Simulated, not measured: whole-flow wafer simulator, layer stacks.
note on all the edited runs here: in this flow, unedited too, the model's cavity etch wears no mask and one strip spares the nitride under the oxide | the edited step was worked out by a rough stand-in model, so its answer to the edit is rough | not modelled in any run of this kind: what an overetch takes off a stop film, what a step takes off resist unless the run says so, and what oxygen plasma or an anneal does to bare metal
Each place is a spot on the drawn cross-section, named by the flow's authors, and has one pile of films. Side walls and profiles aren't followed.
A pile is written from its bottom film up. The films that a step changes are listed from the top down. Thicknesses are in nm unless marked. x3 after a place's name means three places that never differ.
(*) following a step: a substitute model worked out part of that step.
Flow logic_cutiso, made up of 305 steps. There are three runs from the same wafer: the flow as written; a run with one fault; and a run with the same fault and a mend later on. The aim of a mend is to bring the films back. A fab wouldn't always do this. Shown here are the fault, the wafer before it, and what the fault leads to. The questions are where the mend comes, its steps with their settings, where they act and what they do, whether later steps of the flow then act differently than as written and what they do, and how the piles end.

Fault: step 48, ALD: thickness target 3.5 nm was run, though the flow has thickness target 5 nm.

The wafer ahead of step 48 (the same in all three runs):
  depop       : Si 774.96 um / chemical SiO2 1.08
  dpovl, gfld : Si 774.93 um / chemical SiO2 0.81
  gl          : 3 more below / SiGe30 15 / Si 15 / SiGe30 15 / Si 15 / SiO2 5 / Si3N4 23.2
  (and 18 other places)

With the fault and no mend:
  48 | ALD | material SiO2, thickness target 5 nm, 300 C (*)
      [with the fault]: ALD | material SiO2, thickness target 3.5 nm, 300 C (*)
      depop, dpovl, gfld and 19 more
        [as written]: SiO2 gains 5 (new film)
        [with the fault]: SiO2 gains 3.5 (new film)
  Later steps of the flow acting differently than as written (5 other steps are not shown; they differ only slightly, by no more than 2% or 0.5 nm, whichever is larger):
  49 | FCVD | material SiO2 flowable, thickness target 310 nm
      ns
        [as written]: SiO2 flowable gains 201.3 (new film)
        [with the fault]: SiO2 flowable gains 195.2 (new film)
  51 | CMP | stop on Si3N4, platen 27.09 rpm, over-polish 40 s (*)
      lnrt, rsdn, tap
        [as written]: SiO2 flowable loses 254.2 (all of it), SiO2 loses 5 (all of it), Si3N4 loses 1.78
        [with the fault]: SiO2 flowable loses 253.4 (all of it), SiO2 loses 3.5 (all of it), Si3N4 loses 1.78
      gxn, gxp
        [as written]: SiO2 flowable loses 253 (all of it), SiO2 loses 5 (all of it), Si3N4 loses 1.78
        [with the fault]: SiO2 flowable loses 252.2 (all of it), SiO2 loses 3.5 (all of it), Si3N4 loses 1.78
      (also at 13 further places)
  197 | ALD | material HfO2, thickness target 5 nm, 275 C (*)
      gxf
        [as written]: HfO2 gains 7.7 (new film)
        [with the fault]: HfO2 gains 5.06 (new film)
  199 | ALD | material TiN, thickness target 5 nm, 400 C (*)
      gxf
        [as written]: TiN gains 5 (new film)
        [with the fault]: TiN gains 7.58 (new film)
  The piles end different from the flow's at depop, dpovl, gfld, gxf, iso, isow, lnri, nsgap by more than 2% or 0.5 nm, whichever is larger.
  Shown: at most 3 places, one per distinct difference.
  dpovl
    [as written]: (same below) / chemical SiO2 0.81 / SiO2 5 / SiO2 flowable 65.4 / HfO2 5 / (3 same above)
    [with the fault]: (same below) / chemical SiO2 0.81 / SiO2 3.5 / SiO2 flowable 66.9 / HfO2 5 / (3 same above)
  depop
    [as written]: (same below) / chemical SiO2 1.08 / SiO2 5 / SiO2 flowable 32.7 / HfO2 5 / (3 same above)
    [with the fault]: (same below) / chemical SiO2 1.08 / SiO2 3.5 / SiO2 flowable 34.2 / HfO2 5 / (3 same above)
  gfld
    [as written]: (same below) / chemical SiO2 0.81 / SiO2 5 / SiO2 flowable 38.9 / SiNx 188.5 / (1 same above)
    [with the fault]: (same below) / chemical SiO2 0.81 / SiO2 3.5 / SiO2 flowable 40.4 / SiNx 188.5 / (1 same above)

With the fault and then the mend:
  The mend follows step 48.
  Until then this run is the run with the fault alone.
  48a | ALD | material SiO2, thickness target 1.5 nm, 300 C (*) (the flow's step 48 again, with other settings)
      depop, dpovl, gfld and 19 more
        SiO2 gains 1.5
  None of the later steps of the flow acts differently than as written at any place that is followed.
  By the end, the piles equal the flow's at every place that both follow.
